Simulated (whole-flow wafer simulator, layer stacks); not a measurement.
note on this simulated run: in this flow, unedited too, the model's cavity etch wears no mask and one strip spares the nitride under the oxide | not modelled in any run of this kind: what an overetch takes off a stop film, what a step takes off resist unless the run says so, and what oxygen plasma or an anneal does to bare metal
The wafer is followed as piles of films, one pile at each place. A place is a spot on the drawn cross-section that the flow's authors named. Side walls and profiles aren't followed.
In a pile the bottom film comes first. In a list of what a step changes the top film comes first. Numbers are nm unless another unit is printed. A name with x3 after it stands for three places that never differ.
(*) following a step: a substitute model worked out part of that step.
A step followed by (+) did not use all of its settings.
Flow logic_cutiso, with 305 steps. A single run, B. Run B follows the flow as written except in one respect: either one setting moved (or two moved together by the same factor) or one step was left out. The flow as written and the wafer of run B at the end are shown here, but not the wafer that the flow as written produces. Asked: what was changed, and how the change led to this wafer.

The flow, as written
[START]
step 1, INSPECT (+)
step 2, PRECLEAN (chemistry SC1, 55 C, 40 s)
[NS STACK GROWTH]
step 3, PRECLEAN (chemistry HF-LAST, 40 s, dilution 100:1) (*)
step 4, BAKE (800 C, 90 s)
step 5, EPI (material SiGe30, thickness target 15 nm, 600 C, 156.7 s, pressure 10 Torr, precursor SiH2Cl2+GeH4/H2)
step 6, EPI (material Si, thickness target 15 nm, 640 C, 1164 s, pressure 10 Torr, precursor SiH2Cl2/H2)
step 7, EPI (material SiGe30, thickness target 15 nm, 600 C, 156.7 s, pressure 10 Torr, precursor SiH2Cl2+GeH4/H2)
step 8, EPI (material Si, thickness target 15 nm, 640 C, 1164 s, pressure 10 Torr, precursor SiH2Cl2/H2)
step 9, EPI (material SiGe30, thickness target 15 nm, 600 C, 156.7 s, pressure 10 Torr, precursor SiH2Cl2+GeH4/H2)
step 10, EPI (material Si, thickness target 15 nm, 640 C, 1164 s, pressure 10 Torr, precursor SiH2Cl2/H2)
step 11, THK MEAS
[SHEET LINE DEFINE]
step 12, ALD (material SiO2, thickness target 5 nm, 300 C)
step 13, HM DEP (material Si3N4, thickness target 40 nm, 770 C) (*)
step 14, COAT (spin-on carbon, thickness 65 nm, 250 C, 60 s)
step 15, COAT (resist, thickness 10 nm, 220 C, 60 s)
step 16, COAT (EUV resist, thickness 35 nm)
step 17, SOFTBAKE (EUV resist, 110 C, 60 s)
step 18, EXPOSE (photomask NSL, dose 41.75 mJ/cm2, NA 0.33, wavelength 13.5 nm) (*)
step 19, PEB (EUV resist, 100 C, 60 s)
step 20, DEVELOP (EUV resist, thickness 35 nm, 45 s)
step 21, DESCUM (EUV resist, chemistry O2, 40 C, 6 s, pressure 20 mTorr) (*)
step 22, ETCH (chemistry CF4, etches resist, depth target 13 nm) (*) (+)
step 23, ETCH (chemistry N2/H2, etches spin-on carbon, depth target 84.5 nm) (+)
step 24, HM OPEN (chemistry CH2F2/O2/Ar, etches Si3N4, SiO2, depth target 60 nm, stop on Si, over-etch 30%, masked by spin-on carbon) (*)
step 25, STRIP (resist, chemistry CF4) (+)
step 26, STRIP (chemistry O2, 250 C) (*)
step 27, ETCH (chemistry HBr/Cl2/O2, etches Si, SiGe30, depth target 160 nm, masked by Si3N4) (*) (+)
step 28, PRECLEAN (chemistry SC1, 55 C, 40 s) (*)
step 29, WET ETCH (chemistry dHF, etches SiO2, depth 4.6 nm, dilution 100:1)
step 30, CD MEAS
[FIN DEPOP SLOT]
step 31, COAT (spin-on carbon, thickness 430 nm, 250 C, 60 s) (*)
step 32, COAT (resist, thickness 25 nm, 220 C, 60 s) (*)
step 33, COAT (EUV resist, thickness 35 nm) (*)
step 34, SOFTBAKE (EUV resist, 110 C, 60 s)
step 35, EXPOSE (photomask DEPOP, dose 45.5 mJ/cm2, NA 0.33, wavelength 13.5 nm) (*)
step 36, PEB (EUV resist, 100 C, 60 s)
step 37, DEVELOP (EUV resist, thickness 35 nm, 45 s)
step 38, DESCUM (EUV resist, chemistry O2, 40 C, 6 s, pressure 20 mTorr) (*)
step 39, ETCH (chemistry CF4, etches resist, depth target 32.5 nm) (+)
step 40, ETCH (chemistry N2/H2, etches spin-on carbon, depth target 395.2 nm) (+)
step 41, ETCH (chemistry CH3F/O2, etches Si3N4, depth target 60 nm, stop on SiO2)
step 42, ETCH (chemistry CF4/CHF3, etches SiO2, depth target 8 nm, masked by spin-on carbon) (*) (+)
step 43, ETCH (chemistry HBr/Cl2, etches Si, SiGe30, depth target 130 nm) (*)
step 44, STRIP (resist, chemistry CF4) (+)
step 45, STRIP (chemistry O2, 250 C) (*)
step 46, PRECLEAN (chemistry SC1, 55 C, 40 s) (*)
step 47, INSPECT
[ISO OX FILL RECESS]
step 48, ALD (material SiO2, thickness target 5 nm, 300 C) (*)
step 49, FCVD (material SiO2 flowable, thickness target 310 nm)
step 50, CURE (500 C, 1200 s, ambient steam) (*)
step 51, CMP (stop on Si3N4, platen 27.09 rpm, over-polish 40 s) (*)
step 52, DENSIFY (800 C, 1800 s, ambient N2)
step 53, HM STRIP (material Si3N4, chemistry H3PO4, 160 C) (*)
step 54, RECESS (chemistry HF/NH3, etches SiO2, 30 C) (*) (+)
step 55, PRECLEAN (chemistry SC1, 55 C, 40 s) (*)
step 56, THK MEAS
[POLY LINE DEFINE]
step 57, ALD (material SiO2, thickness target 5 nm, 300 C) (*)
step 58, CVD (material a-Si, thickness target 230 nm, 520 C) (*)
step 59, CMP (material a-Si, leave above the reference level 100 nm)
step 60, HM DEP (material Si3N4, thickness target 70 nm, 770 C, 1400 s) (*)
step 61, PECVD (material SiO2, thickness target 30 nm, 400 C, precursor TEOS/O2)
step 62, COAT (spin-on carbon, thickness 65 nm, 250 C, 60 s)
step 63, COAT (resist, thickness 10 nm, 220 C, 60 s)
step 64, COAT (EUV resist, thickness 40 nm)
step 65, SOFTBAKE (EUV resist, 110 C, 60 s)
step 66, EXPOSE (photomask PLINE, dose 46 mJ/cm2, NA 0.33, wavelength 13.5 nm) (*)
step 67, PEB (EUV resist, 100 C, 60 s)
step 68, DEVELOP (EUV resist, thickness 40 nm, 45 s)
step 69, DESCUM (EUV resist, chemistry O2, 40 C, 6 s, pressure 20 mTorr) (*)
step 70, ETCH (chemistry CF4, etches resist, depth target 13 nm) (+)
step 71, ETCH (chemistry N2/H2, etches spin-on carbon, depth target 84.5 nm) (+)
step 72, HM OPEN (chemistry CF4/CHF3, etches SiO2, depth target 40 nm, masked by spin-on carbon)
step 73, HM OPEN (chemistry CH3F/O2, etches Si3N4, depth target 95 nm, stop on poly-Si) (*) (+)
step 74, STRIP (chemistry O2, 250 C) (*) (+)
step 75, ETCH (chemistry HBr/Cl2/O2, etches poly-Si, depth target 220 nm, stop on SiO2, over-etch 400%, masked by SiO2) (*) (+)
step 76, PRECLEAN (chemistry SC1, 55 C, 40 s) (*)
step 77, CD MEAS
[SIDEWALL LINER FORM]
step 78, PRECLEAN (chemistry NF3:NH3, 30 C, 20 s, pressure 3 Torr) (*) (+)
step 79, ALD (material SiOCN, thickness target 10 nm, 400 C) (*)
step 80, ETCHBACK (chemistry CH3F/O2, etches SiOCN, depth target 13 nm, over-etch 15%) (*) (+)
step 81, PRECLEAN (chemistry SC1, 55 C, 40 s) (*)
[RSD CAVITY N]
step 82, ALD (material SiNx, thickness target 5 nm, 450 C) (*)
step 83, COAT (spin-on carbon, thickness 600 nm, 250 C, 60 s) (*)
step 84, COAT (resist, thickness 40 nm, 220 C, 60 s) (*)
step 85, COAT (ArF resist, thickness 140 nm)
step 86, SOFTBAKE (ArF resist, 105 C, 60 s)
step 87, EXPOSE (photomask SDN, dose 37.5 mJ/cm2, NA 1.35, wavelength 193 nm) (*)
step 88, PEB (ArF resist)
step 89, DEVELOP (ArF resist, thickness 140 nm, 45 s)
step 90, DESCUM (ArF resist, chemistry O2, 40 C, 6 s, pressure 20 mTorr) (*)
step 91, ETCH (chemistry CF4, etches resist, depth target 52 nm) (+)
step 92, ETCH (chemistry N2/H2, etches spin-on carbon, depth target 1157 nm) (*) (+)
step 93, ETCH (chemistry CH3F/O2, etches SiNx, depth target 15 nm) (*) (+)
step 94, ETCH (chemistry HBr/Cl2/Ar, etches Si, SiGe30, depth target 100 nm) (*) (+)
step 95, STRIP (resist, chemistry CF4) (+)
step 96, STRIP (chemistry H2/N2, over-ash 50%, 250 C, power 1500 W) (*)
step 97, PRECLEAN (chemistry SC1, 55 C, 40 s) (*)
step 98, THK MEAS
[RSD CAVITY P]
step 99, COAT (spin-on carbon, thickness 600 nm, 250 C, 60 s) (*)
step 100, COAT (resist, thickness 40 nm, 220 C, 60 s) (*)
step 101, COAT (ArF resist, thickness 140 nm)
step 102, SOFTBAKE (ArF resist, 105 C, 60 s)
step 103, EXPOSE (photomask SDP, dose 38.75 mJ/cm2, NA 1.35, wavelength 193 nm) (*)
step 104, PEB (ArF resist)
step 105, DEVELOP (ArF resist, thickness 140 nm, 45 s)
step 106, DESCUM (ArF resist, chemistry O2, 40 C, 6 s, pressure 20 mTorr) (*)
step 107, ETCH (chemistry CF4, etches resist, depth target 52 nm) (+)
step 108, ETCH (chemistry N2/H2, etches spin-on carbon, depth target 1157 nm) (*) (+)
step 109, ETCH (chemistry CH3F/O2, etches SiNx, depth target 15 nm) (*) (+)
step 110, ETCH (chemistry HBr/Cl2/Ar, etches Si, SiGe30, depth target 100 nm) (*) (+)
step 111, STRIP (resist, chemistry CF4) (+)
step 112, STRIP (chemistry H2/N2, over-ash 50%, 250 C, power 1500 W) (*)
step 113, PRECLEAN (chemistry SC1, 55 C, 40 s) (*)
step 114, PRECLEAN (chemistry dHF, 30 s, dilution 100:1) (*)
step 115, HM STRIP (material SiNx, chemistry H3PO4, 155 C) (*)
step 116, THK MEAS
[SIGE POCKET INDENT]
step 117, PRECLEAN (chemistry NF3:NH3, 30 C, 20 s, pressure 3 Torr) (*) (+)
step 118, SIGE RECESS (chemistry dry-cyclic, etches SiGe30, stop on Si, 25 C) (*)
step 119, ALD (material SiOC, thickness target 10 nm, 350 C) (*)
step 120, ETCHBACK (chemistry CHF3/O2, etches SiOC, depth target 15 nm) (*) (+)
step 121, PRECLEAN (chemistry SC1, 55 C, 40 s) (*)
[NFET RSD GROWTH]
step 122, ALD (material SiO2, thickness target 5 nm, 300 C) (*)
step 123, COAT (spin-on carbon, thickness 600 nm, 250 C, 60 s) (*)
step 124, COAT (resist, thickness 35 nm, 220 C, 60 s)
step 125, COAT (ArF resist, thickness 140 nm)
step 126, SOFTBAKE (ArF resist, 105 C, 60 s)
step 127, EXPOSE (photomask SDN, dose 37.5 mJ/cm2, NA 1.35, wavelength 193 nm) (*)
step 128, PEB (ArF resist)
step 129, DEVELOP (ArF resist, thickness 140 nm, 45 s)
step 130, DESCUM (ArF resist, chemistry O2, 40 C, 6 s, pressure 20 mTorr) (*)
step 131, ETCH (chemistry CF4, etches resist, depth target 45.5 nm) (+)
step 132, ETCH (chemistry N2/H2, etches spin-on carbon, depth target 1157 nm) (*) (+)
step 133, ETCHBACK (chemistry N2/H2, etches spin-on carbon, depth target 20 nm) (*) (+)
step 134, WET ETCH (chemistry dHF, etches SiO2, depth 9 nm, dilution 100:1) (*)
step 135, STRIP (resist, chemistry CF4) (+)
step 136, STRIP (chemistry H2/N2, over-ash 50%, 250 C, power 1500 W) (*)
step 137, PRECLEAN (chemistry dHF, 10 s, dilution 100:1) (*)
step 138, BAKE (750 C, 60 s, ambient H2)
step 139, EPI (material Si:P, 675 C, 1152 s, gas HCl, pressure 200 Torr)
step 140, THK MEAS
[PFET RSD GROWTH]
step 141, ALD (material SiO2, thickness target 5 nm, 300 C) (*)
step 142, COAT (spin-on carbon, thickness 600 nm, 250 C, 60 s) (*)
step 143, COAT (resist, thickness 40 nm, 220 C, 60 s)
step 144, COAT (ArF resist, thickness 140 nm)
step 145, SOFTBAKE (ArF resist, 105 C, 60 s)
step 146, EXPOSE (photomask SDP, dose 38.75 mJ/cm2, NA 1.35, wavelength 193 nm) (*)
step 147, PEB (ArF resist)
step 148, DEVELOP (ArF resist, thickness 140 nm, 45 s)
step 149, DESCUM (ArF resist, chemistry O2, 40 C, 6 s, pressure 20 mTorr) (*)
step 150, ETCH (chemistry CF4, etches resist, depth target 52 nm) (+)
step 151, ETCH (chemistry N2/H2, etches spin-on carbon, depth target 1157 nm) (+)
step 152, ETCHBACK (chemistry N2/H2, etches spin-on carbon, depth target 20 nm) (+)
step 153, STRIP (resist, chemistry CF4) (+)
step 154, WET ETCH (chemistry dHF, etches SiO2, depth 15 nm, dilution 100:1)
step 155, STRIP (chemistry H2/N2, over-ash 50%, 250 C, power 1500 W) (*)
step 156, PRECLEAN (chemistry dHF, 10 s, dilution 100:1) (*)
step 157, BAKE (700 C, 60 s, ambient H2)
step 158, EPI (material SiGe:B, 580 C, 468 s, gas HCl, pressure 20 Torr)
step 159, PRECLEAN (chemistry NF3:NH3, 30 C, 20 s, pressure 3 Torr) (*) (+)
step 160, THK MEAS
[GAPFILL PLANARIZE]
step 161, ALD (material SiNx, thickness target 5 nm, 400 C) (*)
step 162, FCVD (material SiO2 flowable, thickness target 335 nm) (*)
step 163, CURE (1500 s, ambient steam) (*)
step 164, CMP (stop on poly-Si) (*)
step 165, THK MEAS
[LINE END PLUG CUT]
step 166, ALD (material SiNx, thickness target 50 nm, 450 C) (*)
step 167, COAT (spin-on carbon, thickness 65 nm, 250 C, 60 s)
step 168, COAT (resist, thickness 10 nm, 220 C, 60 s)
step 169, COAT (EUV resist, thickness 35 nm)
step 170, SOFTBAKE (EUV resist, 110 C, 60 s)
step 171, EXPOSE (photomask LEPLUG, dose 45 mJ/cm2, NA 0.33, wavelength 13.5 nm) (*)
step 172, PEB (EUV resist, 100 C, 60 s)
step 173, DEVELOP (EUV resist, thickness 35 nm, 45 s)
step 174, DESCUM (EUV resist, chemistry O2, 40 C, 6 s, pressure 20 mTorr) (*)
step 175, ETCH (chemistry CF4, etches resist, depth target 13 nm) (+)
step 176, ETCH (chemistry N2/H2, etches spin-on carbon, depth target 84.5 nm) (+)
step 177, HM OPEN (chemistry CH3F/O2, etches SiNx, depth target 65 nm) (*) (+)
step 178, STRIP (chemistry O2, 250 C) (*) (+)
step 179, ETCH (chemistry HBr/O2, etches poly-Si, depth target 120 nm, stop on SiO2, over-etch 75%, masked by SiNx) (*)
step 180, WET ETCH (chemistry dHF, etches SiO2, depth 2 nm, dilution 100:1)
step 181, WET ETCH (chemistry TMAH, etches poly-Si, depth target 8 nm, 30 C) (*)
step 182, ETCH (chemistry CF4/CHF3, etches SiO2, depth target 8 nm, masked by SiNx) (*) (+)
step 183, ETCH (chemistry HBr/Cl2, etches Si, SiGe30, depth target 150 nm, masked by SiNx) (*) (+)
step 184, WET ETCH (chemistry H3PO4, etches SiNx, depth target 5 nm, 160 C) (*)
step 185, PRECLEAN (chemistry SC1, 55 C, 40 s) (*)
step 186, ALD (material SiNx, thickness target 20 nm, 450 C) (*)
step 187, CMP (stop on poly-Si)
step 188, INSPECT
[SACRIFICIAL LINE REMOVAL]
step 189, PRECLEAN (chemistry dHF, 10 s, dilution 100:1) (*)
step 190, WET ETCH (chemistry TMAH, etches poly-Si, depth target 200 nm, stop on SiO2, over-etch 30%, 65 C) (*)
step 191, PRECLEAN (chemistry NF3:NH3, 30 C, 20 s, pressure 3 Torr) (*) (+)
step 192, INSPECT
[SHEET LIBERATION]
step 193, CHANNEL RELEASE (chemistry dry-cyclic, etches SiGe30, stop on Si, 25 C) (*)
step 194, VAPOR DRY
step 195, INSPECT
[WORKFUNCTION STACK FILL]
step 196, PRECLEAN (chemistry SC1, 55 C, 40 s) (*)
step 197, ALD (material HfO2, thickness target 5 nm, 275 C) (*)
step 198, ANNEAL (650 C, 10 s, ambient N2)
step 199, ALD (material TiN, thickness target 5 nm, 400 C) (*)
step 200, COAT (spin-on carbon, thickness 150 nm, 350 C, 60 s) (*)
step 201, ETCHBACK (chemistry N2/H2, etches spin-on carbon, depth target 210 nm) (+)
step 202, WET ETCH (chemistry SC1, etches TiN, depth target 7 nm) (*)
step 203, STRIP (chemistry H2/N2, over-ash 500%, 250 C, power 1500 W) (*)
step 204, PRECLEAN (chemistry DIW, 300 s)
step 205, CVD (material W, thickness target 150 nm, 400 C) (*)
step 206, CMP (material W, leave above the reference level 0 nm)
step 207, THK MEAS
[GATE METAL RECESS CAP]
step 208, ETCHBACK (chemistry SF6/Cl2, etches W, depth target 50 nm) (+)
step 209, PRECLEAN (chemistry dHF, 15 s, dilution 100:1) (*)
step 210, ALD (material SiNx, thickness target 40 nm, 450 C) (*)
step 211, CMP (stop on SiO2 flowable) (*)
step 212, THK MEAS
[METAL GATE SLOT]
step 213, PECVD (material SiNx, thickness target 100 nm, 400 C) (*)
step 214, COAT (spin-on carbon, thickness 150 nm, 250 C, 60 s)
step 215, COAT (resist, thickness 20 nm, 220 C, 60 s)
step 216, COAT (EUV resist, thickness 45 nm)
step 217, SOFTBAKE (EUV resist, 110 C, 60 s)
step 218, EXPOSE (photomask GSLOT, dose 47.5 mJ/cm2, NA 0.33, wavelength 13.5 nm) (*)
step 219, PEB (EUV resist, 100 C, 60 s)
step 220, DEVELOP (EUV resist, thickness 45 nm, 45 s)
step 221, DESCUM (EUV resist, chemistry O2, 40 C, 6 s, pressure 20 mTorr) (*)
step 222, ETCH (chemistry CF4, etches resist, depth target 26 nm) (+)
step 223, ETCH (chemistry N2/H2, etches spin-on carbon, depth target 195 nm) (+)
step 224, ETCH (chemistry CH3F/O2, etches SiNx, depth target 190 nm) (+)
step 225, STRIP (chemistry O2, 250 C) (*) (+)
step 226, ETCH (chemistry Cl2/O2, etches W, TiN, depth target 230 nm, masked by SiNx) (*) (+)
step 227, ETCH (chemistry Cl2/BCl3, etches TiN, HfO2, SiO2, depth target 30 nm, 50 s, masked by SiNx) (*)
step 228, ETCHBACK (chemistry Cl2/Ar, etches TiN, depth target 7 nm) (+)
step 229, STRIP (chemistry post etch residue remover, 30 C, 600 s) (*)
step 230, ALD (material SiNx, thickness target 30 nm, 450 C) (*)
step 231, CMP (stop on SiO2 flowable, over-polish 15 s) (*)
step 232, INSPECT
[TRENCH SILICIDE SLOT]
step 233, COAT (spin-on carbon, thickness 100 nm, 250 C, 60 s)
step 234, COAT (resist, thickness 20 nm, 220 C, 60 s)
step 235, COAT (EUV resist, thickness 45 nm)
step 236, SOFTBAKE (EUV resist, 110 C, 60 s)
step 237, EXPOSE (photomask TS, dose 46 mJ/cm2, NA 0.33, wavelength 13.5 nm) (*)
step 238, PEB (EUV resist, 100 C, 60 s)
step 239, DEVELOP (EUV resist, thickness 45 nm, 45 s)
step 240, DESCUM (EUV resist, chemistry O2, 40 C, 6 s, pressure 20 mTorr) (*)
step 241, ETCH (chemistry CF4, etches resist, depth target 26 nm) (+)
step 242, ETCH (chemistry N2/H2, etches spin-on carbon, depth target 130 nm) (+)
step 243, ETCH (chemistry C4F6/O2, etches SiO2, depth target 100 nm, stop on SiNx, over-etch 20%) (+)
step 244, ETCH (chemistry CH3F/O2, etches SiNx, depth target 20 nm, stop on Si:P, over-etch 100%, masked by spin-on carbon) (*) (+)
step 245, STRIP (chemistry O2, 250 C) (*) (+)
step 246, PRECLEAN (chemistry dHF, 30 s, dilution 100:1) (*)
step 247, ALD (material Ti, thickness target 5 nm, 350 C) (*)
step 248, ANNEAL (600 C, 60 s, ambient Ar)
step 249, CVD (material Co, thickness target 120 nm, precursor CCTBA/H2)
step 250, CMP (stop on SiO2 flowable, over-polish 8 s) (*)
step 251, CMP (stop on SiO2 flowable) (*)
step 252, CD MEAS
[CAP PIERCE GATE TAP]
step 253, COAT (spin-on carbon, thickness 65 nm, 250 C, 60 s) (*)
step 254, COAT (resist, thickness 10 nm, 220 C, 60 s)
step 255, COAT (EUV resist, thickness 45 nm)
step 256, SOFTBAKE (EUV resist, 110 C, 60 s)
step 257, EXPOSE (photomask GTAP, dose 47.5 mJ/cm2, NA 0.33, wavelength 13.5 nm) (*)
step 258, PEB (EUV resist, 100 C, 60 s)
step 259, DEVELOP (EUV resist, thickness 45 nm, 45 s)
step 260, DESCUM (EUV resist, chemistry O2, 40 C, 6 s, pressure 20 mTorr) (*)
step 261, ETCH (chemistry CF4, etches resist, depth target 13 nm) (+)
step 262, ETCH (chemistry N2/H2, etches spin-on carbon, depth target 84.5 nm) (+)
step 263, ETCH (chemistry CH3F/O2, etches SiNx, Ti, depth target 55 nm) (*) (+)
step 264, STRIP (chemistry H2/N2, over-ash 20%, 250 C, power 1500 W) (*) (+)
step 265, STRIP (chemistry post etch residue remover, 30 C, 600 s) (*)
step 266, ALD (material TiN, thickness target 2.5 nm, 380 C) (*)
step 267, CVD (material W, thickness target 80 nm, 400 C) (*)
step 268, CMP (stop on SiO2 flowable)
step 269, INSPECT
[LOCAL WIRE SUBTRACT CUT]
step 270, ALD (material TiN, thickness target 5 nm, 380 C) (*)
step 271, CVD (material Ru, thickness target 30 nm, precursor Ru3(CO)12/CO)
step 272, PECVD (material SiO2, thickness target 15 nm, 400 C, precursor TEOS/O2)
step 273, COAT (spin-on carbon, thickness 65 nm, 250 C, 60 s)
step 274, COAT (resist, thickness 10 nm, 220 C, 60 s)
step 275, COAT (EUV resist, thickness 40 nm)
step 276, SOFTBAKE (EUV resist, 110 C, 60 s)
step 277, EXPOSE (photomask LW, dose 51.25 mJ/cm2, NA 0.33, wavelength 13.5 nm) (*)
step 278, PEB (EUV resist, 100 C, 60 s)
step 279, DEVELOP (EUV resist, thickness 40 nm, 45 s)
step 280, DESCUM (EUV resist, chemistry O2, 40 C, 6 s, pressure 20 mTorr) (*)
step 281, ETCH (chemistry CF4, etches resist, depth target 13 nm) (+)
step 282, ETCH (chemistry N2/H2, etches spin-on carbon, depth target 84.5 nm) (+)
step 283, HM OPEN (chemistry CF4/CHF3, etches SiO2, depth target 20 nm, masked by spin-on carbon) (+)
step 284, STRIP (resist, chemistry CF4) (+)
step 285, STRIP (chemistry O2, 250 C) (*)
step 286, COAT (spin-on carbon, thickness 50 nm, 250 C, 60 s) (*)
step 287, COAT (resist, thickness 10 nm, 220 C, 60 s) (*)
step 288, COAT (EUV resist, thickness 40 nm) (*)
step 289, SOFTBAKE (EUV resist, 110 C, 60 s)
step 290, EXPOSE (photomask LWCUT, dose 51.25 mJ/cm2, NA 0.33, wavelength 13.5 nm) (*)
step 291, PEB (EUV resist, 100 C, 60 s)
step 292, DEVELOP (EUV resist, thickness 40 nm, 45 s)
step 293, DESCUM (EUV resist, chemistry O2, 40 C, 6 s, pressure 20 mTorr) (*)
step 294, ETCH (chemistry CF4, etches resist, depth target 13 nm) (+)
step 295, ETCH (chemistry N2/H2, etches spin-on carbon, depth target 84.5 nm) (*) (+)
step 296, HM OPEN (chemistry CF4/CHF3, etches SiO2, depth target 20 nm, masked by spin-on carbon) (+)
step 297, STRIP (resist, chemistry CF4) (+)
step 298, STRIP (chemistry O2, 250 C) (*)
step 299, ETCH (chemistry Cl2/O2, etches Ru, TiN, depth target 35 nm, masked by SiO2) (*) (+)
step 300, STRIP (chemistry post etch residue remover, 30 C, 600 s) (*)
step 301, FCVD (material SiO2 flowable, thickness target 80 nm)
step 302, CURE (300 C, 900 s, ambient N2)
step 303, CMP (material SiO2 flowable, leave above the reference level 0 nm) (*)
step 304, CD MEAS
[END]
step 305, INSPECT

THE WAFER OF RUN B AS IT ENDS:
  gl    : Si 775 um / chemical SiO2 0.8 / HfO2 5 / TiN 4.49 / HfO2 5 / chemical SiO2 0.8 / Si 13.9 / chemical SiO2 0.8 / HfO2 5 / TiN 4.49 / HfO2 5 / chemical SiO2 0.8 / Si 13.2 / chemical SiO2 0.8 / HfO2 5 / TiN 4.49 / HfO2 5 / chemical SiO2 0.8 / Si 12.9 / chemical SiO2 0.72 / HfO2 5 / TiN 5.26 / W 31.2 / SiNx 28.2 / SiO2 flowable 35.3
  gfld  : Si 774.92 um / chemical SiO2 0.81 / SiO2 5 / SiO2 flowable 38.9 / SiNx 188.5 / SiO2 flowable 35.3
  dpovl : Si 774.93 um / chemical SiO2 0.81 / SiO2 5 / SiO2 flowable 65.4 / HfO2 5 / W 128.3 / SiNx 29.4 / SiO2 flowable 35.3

Cause: step 8, EPI: thickness target 14.2 nm was run, whereas the flow has thickness target 15 nm; step 8, EPI: 1106 s was run, where the flow has 1164 s.

Step by step, how the change led to this:
  step 8, EPI (material Si, thickness target 15 nm, 640 C, 1164 s, pressure 10 Torr, precursor SiH2Cl2/H2)
      depop, dpovl, gfld and 19 more: Si gains 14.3 (new film) (it would be, as written: Si gains 15 (new film))
  step 27, ETCH (chemistry HBr/Cl2/O2, etches Si, SiGe30, depth target 160 nm, masked by Si3N4) (*) (+)
      gfld, gxf, iso, lnri: chemical SiO2 loses 0.79 (all of it), Si loses 11.4 (all of it), SiGe30 loses 15 (all of it), Si loses 14.3 (all of it), SiGe30 loses 15 (all of it), Si loses 15 (all of it), SiGe30 loses 15 (all of it), Si loses 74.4 (it would be, as written: chemical SiO2 loses 0.79 (all of it), Si loses 11.4 (all of it), SiGe30 loses 15 (all of it), Si loses 15 (all of it), SiGe30 loses 15 (all of it), Si loses 15 (all of it), SiGe30 loses 15 (all of it), Si loses 73.6)
      dpovl, nsgap: chemical SiO2 loses 0.79 (all of it), Si loses 11.8 (all of it), SiGe30 loses 15 (all of it), Si loses 14.3 (all of it), SiGe30 loses 15 (all of it), Si loses 15 (all of it), SiGe30 loses 15 (all of it), Si loses 74 (it would be, as written: chemical SiO2 loses 0.79 (all of it), Si loses 11.8 (all of it), SiGe30 loses 15 (all of it), Si loses 15 (all of it), SiGe30 loses 15 (all of it), Si loses 15 (all of it), SiGe30 loses 15 (all of it), Si loses 73.2)
      (also at 1 further place)
  step 43, ETCH (chemistry HBr/Cl2, etches Si, SiGe30, depth target 130 nm) (*)
      depop: Si loses 14 (all of it), SiGe30 loses 15 (all of it), Si loses 14.3 (all of it), SiGe30 loses 15 (all of it), Si loses 15 (all of it), SiGe30 loses 15 (all of it), Si loses 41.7 (it would be, as written: Si loses 14 (all of it), SiGe30 loses 15 (all of it), Si loses 15 (all of it), SiGe30 loses 15 (all of it), Si loses 15 (all of it), SiGe30 loses 15 (all of it), Si loses 41)
  step 94, ETCH (chemistry HBr/Cl2/Ar, etches Si, SiGe30, depth target 100 nm) (*) (+)
      rsdn, rsdx: chemical SiO2 loses 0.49 (all of it), Si loses 12.8 (all of it), SiGe30 loses 15 (all of it), Si loses 14.3 (all of it), SiGe30 loses 15 (all of it), Si loses 15 (all of it), SiGe30 loses 15 (all of it), Si loses 12.9 (it would be, as written: chemical SiO2 loses 0.49 (all of it), Si loses 12.8 (all of it), SiGe30 loses 15 (all of it), Si loses 15 (all of it), SiGe30 loses 15 (all of it), Si loses 15 (all of it), SiGe30 loses 15 (all of it), Si loses 12.2)
  step 110, ETCH (chemistry HBr/Cl2/Ar, etches Si, SiGe30, depth target 100 nm) (*) (+)
      rsdp, rsdw: chemical SiO2 loses 0.49 (all of it), Si loses 12.8 (all of it), SiGe30 loses 15 (all of it), Si loses 14.3 (all of it), SiGe30 loses 15 (all of it), Si loses 15 (all of it), SiGe30 loses 15 (all of it), Si loses 12.9 (it would be, as written: chemical SiO2 loses 0.49 (all of it), Si loses 12.8 (all of it), SiGe30 loses 15 (all of it), Si loses 15 (all of it), SiGe30 loses 15 (all of it), Si loses 15 (all of it), SiGe30 loses 15 (all of it), Si loses 12.2)
  step 183, ETCH (chemistry HBr/Cl2, etches Si, SiGe30, depth target 150 nm, masked by SiNx) (*) (+)
      plug: Si loses 13.6 (all of it), SiGe30 loses 15 (all of it), Si loses 14.3 (all of it), SiGe30 loses 15 (all of it), Si loses 15 (all of it), SiGe30 loses 15 (all of it), Si loses 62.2 (it would be, as written: Si loses 13.6 (all of it), SiGe30 loses 15 (all of it), Si loses 15 (all of it), SiGe30 loses 15 (all of it), Si loses 15 (all of it), SiGe30 loses 15 (all of it), Si loses 61.4)
